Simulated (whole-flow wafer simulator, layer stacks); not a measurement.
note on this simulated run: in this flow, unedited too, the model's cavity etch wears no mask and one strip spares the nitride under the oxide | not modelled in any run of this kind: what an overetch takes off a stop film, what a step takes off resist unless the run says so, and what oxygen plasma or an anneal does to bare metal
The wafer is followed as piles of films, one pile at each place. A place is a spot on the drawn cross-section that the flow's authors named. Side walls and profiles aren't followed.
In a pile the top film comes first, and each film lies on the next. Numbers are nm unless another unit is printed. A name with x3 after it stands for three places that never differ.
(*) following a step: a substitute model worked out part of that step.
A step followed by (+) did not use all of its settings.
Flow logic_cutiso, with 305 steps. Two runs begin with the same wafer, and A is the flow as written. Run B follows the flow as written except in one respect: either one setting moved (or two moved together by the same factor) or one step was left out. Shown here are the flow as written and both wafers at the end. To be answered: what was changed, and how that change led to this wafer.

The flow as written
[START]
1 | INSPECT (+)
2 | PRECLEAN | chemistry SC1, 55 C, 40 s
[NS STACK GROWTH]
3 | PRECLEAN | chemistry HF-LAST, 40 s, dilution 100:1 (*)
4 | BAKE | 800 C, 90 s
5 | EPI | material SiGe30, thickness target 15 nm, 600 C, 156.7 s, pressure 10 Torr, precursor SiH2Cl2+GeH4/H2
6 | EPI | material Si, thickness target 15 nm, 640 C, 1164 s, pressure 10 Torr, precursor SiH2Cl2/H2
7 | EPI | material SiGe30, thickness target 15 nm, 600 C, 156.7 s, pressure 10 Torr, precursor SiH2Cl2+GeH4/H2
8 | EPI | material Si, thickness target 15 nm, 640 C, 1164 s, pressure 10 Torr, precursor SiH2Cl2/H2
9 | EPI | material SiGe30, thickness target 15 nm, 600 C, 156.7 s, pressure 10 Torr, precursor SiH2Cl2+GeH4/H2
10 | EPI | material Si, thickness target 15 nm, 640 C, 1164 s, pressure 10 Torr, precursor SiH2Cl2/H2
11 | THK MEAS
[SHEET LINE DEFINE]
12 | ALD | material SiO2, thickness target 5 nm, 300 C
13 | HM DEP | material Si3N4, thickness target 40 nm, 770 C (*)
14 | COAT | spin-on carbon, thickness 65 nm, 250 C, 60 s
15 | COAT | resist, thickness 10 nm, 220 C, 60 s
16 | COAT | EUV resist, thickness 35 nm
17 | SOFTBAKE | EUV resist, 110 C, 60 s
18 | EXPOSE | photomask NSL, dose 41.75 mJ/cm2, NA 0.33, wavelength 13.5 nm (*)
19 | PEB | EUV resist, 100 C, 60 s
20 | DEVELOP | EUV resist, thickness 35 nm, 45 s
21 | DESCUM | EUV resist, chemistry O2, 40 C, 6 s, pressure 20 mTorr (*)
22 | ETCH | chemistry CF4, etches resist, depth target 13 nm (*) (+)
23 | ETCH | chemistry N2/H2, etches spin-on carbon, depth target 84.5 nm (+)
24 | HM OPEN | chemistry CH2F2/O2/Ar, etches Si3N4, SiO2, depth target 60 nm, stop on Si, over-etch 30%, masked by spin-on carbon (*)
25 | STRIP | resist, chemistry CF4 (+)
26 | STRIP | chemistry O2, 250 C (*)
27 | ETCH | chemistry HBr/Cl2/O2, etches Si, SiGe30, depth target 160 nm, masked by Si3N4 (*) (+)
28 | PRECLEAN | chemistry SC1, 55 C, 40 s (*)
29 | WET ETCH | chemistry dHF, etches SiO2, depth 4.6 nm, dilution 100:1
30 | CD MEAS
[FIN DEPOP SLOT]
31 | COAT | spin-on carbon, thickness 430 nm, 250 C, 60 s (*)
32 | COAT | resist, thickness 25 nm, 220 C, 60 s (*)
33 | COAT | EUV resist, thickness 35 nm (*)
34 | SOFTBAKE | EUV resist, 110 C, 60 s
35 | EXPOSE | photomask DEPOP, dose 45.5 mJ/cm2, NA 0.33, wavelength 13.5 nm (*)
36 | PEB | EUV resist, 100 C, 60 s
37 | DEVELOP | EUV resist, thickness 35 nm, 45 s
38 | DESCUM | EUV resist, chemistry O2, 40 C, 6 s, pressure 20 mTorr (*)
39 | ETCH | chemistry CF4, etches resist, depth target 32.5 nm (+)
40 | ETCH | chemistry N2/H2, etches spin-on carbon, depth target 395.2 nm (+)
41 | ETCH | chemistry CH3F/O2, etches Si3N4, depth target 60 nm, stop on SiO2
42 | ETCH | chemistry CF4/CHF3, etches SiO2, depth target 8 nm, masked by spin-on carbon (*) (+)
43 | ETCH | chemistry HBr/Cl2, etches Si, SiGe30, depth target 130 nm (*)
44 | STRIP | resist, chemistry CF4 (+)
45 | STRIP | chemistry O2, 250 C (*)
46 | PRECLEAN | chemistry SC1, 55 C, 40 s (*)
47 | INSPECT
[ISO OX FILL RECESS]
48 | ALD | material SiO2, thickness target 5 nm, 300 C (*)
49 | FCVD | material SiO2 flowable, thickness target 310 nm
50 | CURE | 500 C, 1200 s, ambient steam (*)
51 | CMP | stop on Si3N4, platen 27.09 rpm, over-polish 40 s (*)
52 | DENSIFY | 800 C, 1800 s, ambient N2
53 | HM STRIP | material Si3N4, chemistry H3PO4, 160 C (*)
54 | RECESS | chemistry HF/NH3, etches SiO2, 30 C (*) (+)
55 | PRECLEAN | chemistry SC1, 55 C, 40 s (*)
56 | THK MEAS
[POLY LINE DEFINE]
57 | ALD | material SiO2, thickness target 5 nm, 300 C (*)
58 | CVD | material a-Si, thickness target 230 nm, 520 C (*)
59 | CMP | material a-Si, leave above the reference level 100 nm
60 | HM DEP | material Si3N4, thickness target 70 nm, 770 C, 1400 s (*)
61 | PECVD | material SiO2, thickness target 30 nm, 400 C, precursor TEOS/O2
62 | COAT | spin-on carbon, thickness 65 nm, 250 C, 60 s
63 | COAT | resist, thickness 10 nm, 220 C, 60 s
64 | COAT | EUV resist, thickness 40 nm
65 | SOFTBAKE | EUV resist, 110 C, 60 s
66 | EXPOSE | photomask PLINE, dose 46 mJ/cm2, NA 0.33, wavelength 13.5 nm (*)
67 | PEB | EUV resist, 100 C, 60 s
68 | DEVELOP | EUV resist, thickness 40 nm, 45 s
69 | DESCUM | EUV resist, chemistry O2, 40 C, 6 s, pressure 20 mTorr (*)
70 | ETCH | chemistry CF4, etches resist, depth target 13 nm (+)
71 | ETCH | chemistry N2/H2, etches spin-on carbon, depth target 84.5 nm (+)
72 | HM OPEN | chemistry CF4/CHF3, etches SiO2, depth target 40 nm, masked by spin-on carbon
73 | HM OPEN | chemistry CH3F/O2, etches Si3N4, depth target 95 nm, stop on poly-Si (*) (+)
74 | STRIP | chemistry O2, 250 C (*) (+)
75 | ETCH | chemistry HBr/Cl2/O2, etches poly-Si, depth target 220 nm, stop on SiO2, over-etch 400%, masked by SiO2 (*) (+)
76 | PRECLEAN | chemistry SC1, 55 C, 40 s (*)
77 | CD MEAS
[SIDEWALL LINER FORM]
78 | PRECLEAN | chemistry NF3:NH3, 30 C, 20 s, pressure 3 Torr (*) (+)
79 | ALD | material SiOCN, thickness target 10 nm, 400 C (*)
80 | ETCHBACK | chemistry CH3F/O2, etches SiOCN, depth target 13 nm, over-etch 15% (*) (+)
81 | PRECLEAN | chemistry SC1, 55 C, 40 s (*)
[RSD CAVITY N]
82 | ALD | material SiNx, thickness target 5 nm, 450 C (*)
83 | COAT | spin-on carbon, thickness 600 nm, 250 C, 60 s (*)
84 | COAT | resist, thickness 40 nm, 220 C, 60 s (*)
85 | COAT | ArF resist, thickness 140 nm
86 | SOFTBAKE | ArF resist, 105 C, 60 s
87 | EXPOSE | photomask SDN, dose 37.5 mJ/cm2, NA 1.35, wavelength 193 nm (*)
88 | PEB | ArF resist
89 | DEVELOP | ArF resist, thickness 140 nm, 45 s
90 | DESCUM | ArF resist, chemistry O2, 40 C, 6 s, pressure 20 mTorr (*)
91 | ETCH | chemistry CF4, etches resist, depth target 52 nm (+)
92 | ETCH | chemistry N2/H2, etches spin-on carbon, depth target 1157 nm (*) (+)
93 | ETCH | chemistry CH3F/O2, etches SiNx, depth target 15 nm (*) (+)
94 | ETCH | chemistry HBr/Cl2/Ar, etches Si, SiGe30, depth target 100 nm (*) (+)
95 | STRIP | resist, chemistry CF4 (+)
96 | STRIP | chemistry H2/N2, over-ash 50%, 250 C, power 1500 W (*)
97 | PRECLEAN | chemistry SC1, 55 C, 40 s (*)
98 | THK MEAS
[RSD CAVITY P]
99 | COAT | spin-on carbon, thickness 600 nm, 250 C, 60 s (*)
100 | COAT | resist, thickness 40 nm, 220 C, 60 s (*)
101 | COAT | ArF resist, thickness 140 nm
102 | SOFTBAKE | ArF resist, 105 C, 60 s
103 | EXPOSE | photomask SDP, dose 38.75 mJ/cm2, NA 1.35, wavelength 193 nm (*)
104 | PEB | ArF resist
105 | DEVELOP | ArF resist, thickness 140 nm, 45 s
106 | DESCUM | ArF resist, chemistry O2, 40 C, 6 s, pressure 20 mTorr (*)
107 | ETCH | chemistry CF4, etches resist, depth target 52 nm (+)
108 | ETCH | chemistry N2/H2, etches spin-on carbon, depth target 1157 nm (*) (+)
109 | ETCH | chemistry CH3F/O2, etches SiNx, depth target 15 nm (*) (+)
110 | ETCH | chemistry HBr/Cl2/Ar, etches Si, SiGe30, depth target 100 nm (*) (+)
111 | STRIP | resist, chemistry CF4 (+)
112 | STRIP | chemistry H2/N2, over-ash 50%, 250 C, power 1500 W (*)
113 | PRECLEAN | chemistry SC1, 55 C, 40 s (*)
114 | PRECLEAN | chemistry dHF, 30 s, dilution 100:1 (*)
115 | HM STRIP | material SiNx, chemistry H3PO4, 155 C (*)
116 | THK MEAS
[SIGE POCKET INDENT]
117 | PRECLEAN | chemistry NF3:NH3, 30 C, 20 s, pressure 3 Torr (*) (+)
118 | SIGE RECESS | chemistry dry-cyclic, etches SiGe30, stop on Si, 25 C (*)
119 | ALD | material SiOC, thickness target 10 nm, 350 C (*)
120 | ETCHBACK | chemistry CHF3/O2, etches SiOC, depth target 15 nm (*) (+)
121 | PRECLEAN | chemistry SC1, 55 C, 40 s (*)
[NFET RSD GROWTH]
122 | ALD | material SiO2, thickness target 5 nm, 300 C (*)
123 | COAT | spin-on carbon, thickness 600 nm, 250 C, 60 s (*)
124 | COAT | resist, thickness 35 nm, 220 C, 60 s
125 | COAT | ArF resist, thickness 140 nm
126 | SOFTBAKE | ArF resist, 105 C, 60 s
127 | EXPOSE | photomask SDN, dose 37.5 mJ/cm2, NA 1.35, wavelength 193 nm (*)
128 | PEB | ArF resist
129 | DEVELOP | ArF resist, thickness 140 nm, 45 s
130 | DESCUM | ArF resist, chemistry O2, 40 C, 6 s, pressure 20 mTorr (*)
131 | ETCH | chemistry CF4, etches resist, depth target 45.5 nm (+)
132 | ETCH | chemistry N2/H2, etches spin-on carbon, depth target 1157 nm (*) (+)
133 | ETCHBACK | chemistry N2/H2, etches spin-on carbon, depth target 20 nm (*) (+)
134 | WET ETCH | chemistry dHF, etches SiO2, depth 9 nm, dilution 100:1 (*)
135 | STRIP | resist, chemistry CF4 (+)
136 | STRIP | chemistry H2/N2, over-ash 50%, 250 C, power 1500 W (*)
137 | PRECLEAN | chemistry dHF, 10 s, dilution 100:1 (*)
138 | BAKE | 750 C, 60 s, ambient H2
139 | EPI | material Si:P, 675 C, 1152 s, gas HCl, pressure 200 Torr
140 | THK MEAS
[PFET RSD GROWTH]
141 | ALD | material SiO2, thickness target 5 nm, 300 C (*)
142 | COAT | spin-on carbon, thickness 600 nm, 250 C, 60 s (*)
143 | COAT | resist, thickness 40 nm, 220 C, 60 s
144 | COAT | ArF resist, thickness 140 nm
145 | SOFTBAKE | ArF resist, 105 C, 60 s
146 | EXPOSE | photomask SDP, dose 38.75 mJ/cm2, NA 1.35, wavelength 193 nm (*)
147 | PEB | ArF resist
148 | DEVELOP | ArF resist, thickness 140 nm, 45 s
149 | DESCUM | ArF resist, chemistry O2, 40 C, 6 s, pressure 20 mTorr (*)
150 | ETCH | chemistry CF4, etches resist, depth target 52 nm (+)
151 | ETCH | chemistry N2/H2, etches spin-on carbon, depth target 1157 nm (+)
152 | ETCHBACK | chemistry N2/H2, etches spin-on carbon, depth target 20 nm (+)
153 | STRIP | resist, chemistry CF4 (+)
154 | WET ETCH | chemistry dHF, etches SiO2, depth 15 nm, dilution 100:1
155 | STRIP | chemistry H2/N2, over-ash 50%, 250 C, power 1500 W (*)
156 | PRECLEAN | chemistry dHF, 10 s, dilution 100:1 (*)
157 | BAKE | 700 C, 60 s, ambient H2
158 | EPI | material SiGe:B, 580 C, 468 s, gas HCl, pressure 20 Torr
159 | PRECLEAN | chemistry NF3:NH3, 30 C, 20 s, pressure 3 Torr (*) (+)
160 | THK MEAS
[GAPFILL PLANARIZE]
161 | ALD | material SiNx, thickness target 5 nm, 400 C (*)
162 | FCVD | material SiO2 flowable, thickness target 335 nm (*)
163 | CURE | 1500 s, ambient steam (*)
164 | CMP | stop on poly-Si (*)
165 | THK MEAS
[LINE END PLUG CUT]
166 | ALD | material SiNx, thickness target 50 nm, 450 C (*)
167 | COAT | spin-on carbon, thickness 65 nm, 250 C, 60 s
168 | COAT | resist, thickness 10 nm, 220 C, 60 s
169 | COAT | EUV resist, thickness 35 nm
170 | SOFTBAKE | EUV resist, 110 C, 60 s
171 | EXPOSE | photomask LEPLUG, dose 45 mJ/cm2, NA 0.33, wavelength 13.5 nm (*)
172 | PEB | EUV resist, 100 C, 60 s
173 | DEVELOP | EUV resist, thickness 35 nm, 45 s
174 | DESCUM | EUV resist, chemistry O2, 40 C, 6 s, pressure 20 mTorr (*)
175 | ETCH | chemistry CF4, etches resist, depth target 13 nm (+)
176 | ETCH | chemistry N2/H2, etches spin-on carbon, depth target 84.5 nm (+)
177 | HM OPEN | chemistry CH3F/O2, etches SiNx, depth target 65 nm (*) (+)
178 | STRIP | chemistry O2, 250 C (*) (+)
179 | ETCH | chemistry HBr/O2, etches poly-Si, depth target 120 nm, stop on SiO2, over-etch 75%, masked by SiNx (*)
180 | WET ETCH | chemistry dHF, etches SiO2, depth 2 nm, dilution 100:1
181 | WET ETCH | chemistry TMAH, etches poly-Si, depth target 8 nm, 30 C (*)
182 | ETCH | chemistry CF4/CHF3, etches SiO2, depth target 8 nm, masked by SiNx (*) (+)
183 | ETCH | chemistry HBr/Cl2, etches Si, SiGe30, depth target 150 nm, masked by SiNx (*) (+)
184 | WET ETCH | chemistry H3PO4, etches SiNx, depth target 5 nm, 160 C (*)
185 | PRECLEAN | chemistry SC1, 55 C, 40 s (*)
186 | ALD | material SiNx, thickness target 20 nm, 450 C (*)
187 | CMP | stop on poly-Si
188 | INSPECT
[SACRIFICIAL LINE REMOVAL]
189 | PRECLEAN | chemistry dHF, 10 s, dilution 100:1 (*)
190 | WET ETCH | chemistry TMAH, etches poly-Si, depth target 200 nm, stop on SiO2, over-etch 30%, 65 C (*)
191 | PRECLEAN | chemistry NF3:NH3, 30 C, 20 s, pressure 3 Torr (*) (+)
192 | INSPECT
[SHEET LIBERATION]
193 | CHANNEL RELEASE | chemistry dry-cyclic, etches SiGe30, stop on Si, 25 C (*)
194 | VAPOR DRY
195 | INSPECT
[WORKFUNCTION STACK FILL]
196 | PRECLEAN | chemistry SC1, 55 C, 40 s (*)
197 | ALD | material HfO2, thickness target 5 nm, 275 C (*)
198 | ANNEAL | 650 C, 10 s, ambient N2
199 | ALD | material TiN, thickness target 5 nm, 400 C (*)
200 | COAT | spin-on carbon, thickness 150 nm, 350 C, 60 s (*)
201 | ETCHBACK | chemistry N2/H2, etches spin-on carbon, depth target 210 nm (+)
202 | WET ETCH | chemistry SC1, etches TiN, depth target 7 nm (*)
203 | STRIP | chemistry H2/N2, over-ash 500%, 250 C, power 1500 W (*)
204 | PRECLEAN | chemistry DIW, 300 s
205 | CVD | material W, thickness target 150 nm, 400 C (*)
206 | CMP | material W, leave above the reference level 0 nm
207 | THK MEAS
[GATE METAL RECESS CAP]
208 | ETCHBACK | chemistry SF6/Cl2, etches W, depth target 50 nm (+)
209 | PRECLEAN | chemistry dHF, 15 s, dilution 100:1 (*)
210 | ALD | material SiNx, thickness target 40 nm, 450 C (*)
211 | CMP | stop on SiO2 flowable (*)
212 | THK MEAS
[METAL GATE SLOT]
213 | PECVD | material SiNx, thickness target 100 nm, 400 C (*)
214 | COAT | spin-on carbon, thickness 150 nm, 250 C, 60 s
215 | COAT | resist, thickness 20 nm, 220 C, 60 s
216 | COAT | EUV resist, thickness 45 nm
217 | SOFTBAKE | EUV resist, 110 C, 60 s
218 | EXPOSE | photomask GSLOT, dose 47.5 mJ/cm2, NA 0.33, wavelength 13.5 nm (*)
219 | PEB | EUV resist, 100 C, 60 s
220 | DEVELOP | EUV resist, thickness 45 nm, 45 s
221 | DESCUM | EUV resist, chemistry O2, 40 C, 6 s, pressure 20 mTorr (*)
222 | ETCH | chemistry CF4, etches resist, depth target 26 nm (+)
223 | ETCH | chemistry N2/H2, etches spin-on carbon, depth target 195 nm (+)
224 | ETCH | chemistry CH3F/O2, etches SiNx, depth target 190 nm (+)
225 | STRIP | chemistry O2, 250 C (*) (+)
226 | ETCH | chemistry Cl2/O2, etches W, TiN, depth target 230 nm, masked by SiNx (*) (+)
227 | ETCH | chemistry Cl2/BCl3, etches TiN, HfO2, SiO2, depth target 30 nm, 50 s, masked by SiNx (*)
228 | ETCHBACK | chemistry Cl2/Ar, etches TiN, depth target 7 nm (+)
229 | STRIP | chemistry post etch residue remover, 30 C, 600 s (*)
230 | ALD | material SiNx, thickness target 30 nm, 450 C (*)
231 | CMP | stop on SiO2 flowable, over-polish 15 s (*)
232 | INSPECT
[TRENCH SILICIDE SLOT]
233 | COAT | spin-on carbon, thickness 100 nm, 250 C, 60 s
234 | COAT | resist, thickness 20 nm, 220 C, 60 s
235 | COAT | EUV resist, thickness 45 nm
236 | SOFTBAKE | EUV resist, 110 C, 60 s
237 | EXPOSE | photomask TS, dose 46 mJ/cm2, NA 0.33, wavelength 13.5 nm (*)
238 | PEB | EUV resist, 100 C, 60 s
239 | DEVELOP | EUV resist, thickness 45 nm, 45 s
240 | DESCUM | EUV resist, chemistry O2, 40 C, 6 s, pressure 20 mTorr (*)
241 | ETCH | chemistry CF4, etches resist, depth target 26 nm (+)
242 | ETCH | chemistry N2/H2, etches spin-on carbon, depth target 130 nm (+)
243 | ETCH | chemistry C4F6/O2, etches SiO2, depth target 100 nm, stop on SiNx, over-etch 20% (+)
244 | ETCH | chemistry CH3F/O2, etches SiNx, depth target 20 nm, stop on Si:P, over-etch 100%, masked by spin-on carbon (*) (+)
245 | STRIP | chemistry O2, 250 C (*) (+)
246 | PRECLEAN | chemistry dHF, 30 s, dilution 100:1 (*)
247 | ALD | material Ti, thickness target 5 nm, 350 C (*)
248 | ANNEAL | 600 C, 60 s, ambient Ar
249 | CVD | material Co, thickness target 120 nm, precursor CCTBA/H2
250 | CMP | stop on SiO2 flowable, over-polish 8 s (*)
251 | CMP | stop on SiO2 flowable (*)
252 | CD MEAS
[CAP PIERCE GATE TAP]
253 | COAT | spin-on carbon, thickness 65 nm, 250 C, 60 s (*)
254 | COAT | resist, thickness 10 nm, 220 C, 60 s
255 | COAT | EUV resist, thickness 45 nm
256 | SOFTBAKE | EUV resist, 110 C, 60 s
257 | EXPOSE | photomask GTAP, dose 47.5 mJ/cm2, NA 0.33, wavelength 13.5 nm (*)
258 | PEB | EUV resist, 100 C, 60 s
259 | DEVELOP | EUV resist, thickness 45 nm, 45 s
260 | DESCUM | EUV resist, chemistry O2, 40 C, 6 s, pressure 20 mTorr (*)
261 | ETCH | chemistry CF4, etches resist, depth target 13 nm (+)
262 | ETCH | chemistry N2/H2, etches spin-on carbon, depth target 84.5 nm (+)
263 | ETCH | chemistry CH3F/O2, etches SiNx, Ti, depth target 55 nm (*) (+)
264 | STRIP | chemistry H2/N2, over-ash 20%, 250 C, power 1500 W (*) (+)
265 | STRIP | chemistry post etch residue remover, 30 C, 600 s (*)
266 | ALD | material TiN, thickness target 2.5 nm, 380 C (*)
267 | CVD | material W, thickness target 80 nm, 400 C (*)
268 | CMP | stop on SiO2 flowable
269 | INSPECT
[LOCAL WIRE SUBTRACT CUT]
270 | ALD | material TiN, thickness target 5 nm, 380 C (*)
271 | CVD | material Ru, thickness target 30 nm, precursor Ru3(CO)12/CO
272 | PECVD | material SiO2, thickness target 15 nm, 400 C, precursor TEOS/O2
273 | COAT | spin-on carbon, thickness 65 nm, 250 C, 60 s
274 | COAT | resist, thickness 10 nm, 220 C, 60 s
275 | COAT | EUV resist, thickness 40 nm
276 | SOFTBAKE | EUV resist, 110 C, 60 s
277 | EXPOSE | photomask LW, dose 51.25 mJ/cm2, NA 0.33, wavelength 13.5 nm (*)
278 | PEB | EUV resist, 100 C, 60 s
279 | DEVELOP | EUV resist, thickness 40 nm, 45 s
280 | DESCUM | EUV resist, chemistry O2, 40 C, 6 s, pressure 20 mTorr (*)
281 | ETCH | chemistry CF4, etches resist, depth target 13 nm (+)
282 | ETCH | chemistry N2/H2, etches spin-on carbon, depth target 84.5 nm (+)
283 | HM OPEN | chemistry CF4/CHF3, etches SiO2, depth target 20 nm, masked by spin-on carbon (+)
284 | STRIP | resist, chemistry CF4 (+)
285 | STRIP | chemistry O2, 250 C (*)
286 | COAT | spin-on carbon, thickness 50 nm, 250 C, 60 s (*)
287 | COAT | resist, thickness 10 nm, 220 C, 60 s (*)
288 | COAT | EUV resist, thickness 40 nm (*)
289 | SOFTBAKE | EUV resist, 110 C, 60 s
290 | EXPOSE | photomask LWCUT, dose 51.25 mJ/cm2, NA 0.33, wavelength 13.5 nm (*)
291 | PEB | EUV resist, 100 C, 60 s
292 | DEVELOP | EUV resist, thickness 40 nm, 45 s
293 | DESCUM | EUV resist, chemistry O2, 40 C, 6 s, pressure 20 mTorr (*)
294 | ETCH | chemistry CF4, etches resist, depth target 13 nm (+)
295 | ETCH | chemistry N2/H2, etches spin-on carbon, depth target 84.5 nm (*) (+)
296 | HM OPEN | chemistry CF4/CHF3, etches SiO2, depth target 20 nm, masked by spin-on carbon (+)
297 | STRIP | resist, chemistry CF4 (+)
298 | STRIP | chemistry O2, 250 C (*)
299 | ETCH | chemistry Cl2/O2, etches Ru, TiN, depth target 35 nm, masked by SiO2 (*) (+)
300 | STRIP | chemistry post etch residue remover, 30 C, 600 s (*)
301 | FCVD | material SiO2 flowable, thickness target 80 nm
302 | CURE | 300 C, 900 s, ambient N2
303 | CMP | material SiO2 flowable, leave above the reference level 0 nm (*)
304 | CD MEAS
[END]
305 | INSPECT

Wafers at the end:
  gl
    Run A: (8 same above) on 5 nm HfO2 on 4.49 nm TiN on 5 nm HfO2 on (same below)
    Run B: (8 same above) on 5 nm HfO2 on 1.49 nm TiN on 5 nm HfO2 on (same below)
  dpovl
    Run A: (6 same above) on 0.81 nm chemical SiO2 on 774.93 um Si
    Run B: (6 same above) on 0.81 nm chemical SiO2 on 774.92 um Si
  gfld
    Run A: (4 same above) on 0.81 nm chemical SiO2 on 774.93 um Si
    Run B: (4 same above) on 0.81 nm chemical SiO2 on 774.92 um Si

The reason: step 9, EPI: thickness target 12 nm was run, while the flow as written has thickness target 15 nm; step 9, EPI: 125.4 s was run, where the flow has 156.7 s.

How this came from the change, step by step:
  9 | EPI | material SiGe30, thickness target 15 nm, 600 C, 156.7 s, pressure 10 Torr, precursor SiH2Cl2+GeH4/H2
      depop, dpovl, gfld and 19 more: A +15 SiGe30 (new film) | B +12 SiGe30 (new film)
  27 | ETCH | chemistry HBr/Cl2/O2, etches Si, SiGe30, depth target 160 nm, masked by Si3N4 (*) (+)
      gfld, gxf, iso, lnri: A -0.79 chemical SiO2 (all of it), -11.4 Si (all of it), -15 SiGe30 (all of it), -15 Si (all of it), -15 SiGe30 (all of it), -15 Si (all of it), -15 SiGe30 (all of it), -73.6 Si | B -0.79 chemical SiO2 (all of it), -11.4 Si (all of it), -12 SiGe30 (all of it), -15 Si (all of it), -15 SiGe30 (all of it), -15 Si (all of it), -15 SiGe30 (all of it), -76.6 Si
      dpovl, nsgap: A -0.79 chemical SiO2 (all of it), -11.8 Si (all of it), -15 SiGe30 (all of it), -15 Si (all of it), -15 SiGe30 (all of it), -15 Si (all of it), -15 SiGe30 (all of it), -73.2 Si | B -0.79 chemical SiO2 (all of it), -11.8 Si (all of it), -12 SiGe30 (all of it), -15 Si (all of it), -15 SiGe30 (all of it), -15 Si (all of it), -15 SiGe30 (all of it), -76.2 Si
      (also at 1 further place)
  43 | ETCH | chemistry HBr/Cl2, etches Si, SiGe30, depth target 130 nm (*)
      depop: A -14 Si (all of it), -15 SiGe30 (all of it), -15 Si (all of it), -15 SiGe30 (all of it), -15 Si (all of it), -15 SiGe30 (all of it), -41 Si | B -14 Si (all of it), -12 SiGe30 (all of it), -15 Si (all of it), -15 SiGe30 (all of it), -15 Si (all of it), -15 SiGe30 (all of it), -44 Si
  94 | ETCH | chemistry HBr/Cl2/Ar, etches Si, SiGe30, depth target 100 nm (*) (+)
      rsdn, rsdx: A -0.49 chemical SiO2 (all of it), -12.8 Si (all of it), -15 SiGe30 (all of it), -15 Si (all of it), -15 SiGe30 (all of it), -15 Si (all of it), -15 SiGe30 (all of it), -12.2 Si | B -0.49 chemical SiO2 (all of it), -12.8 Si (all of it), -12 SiGe30 (all of it), -15 Si (all of it), -15 SiGe30 (all of it), -15 Si (all of it), -15 SiGe30 (all of it), -15.2 Si
  110 | ETCH | chemistry HBr/Cl2/Ar, etches Si, SiGe30, depth target 100 nm (*) (+)
      rsdp, rsdw: A -0.49 chemical SiO2 (all of it), -12.8 Si (all of it), -15 SiGe30 (all of it), -15 Si (all of it), -15 SiGe30 (all of it), -15 Si (all of it), -15 SiGe30 (all of it), -12.2 Si | B -0.49 chemical SiO2 (all of it), -12.8 Si (all of it), -12 SiGe30 (all of it), -15 Si (all of it), -15 SiGe30 (all of it), -15 Si (all of it), -15 SiGe30 (all of it), -15.2 Si
  118 | SIGE RECESS | chemistry dry-cyclic, etches SiGe30, stop on Si, 25 C (*)
      lnr, lnrp, lnrt: A -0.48 SiOCN, -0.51 Si, +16 cavity (new film), -15 SiGe30 (all of it), -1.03 Si, +16 cavity (new film), -15 SiGe30 (all of it), -1.03 Si, +16 cavity (new film), -15 SiGe30 (all of it), -0.51 Si | B -0.48 SiOCN, -0.51 Si, +13 cavity (new film), -12 SiGe30 (all of it), -1.03 Si, +16 cavity (new film), -15 SiGe30 (all of it), -1.03 Si, +16 cavity (new film), -15 SiGe30 (all of it), -0.51 Si
  119 | ALD | material SiOC, thickness target 10 nm, 350 C (*)
      lnr, lnrp, lnrt: A +10 SiOC (new film), +16 SiOC (new film), -16 cavity (all of it), +16 SiOC (new film), -16 cavity (all of it), +16 SiOC (new film), -16 cavity (all of it) | B +10 SiOC (new film), +13 SiOC (new film), -13 cavity (all of it), +16 SiOC (new film), -16 cavity (all of it), +16 SiOC (new film), -16 cavity (all of it)
  183 | ETCH | chemistry HBr/Cl2, etches Si, SiGe30, depth target 150 nm, masked by SiNx (*) (+)
      plug: A -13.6 Si (all of it), -15 SiGe30 (all of it), -15 Si (all of it), -15 SiGe30 (all of it), -15 Si (all of it), -15 SiGe30 (all of it), -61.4 Si | B -13.6 Si (all of it), -12 SiGe30 (all of it), -15 Si (all of it), -15 SiGe30 (all of it), -15 Si (all of it), -15 SiGe30 (all of it), -64.4 Si
  193 | CHANNEL RELEASE | chemistry dry-cyclic, etches SiGe30, stop on Si, 25 C (*)
      gl, glp, gxn, gxp, ns, tap: A +0.8 chemical SiO2 (new film), -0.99 Si, +0.8 chemical SiO2 (new film), +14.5 cavity (new film), +0.8 chemical SiO2 (new film), -15 SiGe30 (all of it), -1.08 Si, +0.8 chemical SiO2 (new film), +14.5 cavity (new film), +0.8 chemical SiO2 (new film), -15 SiGe30 (all of it), -1.08 Si, +0.8 chemical SiO2 (new film), +14.5 cavity (new film), +0.8 chemical SiO2 (new film), -15 SiGe30 (all of it), -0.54 Si | B +0.8 chemical SiO2 (new film), -0.99 Si, +0.8 chemical SiO2 (new film), +11.5 cavity (new film), +0.8 chemical SiO2 (new film), -12 SiGe30 (all of it), -1.08 Si, +0.8 chemical SiO2 (new film), +14.5 cavity (new film), +0.8 chemical SiO2 (new film), -15 SiGe30 (all of it), -1.08 Si, +0.8 chemical SiO2 (new film), +14.5 cavity (new film), +0.8 chemical SiO2 (new film), -15 SiGe30 (all of it), -0.54 Si
  199 | ALD | material TiN, thickness target 5 nm, 400 C (*)
      gl, glp, tap: A +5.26 TiN (new film), +4.49 TiN (new film), -4.49 cavity (all of it), +4.49 TiN (new film), -4.49 cavity (all of it), +4.49 TiN (new film), -4.49 cavity (all of it) | B +5.26 TiN (new film), +1.49 TiN (new film), -1.49 cavity (all of it), +4.49 TiN (new film), -4.49 cavity (all of it), +4.49 TiN (new film), -4.49 cavity (all of it)
      gxn, gxp, ns: A +5 TiN (new film), +4.49 TiN (new film), -4.49 cavity (all of it), +4.49 TiN (new film), -4.49 cavity (all of it), +4.49 TiN (new film), -4.49 cavity (all of it) | B +5 TiN (new film), +1.49 TiN (new film), -1.49 cavity (all of it), +4.49 TiN (new film), -4.49 cavity (all of it), +4.49 TiN (new film), -4.49 cavity (all of it)
